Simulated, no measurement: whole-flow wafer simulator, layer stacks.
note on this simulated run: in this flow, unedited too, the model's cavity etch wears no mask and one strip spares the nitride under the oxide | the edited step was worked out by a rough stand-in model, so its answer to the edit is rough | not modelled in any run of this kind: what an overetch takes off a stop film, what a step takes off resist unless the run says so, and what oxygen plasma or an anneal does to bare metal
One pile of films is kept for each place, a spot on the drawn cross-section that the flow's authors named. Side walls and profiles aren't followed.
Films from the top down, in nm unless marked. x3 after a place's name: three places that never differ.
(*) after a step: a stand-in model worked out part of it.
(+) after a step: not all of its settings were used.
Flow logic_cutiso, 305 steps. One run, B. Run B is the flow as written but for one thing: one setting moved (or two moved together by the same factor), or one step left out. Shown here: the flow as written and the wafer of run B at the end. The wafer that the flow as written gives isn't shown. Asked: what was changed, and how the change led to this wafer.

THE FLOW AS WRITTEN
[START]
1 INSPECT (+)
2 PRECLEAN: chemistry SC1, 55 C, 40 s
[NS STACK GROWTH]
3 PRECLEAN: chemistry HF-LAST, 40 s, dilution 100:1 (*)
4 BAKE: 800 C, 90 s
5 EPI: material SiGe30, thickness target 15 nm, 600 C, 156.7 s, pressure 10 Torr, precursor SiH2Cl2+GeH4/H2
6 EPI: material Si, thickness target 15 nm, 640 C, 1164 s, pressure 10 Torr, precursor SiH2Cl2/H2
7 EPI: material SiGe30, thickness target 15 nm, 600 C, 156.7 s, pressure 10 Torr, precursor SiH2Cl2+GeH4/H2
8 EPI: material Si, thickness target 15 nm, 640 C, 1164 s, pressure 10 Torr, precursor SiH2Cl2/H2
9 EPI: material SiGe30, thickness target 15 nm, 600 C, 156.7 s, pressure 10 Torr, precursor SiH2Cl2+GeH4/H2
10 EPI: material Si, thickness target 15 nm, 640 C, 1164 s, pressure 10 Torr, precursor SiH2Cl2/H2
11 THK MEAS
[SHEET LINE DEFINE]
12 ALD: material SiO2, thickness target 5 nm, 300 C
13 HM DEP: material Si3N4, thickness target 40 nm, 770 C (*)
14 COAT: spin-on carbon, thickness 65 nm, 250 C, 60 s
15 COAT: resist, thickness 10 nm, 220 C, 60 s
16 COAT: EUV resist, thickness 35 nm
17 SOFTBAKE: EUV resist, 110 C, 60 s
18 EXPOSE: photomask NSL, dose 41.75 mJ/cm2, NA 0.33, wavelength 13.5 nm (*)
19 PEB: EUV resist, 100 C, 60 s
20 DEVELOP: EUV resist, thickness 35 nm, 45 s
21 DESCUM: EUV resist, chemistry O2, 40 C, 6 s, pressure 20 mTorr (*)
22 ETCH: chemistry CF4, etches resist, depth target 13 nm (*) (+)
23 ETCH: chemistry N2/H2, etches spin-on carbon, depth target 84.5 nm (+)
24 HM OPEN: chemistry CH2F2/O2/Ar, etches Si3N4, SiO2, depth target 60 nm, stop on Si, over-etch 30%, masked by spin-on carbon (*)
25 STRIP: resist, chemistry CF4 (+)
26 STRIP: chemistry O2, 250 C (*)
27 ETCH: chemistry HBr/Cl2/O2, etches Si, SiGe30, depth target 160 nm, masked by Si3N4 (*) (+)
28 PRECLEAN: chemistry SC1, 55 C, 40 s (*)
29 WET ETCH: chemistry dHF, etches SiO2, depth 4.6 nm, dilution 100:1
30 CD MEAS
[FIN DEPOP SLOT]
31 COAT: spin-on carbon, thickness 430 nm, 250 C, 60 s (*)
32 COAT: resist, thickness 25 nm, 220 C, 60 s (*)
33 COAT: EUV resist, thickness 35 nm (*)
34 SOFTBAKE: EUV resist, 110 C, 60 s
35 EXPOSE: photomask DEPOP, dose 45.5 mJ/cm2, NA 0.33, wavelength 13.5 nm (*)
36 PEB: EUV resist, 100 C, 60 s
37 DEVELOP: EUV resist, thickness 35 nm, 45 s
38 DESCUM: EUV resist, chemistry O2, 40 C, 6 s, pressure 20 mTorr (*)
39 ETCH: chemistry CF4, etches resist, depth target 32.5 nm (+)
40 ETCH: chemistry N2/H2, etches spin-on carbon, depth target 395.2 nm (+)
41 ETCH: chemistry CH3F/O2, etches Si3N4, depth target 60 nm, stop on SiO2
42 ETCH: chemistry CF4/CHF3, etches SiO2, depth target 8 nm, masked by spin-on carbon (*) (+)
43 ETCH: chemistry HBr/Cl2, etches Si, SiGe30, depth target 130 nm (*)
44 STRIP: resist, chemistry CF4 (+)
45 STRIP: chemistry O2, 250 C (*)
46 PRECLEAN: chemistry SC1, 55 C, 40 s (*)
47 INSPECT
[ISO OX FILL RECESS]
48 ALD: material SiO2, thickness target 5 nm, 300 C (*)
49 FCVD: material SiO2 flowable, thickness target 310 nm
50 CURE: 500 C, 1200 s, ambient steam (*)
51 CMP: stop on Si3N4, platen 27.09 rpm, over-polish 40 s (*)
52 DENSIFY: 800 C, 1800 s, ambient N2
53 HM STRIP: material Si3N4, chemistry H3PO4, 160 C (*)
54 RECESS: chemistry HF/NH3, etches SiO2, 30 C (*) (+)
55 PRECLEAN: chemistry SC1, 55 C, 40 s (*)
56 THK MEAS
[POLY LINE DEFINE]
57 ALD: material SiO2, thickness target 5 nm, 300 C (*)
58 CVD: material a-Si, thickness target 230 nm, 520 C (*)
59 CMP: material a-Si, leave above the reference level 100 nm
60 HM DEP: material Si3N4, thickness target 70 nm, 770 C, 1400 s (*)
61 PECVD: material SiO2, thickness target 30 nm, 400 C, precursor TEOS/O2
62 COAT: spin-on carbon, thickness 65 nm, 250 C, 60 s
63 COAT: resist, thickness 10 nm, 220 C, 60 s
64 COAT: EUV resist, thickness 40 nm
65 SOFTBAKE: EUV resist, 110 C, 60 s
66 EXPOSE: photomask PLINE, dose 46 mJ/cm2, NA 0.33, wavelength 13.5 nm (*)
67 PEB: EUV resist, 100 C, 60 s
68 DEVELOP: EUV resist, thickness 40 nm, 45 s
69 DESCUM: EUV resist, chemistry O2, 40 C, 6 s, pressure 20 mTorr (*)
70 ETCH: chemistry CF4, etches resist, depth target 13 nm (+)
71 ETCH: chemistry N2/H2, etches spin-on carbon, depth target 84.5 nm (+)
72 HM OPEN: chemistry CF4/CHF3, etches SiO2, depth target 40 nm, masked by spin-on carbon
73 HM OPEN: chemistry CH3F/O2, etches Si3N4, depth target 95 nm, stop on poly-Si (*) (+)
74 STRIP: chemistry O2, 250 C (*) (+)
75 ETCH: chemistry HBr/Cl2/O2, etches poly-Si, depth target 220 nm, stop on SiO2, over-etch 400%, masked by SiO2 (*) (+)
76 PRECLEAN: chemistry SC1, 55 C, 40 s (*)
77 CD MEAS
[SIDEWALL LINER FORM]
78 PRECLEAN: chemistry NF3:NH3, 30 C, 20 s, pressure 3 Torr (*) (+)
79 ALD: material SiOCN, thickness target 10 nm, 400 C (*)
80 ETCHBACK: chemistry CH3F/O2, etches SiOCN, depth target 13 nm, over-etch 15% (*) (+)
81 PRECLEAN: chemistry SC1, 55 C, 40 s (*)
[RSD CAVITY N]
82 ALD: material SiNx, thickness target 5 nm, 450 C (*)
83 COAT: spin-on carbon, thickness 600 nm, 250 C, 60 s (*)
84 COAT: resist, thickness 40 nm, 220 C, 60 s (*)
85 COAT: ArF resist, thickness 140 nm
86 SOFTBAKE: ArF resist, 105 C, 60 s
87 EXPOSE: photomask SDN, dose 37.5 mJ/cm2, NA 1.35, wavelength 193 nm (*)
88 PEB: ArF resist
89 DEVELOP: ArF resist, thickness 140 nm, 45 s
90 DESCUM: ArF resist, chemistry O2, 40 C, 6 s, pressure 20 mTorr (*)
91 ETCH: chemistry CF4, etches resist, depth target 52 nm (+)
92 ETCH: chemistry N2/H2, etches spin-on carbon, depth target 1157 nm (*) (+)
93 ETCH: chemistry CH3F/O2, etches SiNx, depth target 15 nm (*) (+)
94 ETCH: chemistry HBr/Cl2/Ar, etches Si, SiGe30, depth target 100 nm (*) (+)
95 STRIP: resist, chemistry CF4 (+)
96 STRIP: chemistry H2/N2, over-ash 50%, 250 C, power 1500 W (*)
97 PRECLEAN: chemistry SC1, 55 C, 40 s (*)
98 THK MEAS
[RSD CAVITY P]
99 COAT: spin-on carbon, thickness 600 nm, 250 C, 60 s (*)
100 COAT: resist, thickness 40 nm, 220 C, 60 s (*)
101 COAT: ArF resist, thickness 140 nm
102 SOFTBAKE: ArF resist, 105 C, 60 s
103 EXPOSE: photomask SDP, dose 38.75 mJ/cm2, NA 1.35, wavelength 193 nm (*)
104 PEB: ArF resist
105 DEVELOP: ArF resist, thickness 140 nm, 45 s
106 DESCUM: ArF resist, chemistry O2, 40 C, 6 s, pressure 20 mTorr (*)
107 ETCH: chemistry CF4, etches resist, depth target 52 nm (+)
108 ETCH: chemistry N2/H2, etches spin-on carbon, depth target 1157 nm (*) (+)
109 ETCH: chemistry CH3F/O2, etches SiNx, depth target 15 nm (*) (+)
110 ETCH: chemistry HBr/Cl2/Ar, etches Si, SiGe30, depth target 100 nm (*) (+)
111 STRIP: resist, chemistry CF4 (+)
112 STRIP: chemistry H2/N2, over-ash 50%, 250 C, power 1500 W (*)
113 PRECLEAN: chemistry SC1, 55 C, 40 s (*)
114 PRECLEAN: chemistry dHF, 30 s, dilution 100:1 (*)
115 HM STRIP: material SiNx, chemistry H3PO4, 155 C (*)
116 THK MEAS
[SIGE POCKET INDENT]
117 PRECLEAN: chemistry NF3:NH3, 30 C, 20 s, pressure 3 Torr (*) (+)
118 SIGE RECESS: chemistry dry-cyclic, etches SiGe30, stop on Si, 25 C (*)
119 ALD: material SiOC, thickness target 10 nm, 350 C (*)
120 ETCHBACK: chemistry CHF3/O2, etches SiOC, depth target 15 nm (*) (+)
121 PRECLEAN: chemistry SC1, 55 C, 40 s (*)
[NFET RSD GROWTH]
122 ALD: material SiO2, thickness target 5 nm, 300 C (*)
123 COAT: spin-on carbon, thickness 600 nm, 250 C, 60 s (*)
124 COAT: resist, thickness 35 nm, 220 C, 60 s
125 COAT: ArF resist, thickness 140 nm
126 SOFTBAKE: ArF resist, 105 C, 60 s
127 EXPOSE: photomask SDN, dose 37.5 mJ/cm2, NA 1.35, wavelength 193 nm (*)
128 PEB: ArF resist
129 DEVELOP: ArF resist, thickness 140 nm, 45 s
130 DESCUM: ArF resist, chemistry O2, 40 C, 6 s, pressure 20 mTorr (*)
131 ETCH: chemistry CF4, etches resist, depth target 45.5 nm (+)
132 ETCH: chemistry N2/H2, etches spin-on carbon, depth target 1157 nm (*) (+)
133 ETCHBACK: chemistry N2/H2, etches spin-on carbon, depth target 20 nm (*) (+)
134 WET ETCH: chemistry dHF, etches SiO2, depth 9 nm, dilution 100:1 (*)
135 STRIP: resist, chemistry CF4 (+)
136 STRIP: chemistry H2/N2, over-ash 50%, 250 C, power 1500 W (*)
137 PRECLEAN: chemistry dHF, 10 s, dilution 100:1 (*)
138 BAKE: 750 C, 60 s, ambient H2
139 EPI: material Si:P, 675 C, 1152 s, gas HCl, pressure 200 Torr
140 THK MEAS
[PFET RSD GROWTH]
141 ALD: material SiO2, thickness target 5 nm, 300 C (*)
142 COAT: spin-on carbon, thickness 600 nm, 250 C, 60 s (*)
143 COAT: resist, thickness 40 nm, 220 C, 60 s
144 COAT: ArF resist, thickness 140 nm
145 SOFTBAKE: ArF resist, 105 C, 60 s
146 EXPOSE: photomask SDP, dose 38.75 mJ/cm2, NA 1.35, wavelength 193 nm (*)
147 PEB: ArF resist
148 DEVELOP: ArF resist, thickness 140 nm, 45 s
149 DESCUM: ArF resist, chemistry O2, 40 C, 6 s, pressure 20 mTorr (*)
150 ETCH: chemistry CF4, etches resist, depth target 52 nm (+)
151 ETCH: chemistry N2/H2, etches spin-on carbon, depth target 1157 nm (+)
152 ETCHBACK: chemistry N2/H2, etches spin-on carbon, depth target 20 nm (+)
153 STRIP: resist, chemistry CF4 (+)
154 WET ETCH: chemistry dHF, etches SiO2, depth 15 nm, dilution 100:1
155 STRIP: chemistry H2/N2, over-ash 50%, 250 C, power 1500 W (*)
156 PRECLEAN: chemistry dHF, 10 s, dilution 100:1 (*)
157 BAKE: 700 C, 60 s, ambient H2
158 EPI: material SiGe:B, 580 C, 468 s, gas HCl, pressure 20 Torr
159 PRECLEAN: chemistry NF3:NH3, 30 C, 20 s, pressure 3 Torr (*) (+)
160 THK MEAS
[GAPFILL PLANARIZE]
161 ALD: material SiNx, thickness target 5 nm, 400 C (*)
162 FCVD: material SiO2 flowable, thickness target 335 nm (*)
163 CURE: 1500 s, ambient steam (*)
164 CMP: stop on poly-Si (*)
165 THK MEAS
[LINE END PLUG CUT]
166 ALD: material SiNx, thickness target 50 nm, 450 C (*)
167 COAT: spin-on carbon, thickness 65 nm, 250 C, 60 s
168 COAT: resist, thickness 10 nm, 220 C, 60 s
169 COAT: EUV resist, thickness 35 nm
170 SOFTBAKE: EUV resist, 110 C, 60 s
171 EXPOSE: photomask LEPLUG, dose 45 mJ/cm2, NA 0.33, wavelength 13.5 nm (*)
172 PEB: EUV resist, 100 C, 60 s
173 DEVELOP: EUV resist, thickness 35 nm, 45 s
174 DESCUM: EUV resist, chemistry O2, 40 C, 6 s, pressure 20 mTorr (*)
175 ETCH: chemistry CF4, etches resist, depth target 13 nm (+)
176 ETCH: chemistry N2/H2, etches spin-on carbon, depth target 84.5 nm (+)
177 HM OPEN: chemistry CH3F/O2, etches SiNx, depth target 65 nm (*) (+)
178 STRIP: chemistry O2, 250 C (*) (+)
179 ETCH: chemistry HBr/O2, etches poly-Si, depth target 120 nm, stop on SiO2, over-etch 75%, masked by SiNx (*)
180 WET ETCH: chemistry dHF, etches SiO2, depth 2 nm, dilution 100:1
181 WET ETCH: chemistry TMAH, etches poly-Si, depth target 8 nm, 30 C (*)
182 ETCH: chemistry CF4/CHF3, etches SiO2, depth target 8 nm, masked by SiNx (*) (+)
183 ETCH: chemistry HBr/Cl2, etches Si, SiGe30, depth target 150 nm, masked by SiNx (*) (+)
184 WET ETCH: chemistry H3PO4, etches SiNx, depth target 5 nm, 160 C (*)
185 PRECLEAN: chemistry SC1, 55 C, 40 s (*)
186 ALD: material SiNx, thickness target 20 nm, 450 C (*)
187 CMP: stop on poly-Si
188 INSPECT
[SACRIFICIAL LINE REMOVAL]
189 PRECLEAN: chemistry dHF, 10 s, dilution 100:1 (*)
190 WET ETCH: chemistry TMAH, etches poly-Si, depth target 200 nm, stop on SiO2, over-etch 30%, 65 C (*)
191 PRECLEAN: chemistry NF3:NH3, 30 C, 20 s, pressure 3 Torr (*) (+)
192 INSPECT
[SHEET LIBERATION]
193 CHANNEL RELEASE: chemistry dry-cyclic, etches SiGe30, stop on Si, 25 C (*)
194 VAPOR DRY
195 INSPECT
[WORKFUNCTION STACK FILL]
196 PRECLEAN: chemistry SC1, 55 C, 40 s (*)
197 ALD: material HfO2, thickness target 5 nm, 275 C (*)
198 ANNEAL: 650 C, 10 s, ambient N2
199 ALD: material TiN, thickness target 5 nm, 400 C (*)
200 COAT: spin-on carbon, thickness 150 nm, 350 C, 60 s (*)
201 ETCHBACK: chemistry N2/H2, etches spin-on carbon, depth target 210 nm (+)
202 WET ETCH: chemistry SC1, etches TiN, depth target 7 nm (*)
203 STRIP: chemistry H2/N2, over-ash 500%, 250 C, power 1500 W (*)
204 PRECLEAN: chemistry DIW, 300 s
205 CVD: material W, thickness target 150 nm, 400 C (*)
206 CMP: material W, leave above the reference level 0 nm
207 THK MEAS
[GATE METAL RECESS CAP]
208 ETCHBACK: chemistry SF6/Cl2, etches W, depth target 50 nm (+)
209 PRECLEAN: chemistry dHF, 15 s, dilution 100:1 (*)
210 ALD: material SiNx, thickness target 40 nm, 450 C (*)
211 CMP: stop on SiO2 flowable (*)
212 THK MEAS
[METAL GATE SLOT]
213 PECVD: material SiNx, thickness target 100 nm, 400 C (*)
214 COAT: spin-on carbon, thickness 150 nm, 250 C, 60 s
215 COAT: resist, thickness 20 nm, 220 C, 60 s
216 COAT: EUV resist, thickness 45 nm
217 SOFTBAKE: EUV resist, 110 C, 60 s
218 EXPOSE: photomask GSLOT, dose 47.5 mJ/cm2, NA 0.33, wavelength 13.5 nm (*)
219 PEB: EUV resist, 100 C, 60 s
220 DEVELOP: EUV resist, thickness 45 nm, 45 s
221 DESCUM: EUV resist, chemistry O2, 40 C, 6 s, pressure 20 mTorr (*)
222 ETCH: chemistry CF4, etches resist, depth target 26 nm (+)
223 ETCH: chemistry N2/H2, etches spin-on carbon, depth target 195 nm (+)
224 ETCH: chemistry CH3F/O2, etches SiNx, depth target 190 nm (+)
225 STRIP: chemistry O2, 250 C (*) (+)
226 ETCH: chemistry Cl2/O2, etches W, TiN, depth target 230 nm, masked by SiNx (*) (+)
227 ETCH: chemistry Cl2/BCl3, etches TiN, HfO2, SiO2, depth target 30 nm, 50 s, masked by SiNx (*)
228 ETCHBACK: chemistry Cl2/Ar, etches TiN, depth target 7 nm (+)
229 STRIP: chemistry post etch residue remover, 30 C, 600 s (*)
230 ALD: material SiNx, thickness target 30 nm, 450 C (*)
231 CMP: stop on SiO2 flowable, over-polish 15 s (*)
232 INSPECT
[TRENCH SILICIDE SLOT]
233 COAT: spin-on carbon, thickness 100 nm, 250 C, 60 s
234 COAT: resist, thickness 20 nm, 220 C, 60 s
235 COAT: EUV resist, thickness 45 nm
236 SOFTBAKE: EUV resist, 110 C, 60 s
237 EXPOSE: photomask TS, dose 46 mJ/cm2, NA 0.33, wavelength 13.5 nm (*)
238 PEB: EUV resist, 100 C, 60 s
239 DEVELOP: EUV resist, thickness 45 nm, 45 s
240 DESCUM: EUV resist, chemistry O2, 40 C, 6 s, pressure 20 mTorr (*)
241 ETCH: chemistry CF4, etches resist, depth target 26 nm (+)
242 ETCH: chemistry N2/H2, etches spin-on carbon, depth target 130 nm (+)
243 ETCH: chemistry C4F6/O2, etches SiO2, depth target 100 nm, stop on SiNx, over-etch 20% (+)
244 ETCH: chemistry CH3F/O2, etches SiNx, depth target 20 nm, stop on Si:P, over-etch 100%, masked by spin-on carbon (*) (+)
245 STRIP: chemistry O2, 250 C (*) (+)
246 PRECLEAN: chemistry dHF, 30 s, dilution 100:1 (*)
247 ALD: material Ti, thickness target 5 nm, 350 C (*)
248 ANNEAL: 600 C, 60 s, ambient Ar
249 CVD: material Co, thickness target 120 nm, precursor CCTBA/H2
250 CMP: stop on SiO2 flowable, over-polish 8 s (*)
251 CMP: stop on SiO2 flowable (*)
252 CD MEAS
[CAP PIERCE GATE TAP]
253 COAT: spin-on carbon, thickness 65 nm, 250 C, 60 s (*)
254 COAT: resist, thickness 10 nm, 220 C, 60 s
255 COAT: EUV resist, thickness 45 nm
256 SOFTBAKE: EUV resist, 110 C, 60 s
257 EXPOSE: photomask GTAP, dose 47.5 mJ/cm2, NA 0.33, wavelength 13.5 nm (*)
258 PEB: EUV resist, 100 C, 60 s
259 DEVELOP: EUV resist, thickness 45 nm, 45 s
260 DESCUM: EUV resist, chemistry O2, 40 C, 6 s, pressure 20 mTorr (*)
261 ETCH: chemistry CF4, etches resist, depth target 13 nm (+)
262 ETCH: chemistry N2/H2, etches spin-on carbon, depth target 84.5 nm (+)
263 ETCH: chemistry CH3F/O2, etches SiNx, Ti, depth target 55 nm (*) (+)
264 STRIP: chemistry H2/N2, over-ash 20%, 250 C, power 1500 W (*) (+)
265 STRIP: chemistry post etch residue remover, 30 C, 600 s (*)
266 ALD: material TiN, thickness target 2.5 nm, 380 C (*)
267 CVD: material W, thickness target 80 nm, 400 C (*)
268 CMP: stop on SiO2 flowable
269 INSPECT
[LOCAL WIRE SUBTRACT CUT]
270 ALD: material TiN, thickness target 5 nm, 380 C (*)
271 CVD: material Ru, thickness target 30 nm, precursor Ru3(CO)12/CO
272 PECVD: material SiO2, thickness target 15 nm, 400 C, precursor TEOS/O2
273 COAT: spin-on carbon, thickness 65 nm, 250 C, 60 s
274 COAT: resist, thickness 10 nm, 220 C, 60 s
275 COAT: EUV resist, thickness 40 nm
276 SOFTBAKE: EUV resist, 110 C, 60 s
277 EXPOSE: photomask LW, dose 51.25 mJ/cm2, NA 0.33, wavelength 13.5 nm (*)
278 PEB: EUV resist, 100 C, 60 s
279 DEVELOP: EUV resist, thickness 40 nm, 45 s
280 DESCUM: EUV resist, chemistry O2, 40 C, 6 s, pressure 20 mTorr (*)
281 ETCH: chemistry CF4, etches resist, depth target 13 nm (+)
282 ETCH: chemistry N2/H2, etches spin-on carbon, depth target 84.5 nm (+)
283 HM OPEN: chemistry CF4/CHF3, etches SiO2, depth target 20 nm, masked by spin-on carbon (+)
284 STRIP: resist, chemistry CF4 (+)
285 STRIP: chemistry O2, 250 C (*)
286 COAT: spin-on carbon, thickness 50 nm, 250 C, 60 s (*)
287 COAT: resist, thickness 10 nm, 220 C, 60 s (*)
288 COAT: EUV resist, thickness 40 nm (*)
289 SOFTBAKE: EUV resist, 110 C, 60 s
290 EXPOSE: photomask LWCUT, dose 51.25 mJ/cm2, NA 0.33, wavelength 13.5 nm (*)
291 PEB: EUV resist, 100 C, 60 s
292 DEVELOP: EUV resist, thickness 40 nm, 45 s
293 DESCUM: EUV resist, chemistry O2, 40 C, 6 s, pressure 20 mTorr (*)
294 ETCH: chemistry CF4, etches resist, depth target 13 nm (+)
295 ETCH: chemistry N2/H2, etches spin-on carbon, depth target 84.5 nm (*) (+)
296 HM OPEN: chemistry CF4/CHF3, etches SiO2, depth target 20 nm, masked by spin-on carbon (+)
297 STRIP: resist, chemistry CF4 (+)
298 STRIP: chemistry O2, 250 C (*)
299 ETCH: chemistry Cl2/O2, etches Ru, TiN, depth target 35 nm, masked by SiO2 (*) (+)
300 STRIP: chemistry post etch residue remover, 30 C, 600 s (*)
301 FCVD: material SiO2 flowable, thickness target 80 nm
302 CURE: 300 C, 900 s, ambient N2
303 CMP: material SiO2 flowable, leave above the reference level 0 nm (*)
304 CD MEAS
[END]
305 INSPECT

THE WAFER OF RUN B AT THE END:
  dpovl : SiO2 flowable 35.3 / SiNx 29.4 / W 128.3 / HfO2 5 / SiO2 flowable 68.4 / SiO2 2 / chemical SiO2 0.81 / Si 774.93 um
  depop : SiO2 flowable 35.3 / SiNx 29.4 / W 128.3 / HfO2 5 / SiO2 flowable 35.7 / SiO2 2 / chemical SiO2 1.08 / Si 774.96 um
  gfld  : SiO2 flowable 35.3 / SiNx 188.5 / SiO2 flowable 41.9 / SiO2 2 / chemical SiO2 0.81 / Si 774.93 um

The cause: step 48, ALD: thickness target 2 nm was run, where the flow has thickness target 5 nm.
It can be read off the wafer: dpovl has SiO2 2, and step 48 as written asks for 5 nm.

How the change led to this, step by step:
  48 ALD: material SiO2, thickness target 5 nm, 300 C (*)
      depop, dpovl, gfld and 19 more: SiO2 +2 (new film) (as written it would be: SiO2 +5 (new film))
  49 FCVD: material SiO2 flowable, thickness target 310 nm
      dpovl, nsgap: SiO2 flowable +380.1 (new film) (as written it would be: SiO2 flowable +392.6 (new film))
      depop: SiO2 flowable +347.4 (new film) (as written it would be: SiO2 flowable +359.9 (new film))
      (and at 2 more places)
  51 CMP: stop on Si3N4, platen 27.09 rpm, over-polish 40 s (*)
      lnrt, rsdn, tap: SiO2 flowable -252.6 (all of it), SiO2 -2 (all of it), Si3N4 -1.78 (as written it would be: SiO2 flowable -254.2 (all of it), SiO2 -5 (all of it), Si3N4 -1.78)
      gxn, gxp: SiO2 flowable -251.4 (all of it), SiO2 -2 (all of it), Si3N4 -1.78 (as written it would be: SiO2 flowable -253 (all of it), SiO2 -5 (all of it), Si3N4 -1.78)
      (and at 13 more places)
  197 ALD: material HfO2, thickness target 5 nm, 275 C (*)
      gxf: HfO2 +5 (new film) (as written it would be: HfO2 +7.7 (new film))
  199 ALD: material TiN, thickness target 5 nm, 400 C (*)
      gxf: TiN +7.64 (new film) (as written it would be: TiN +5 (new film))
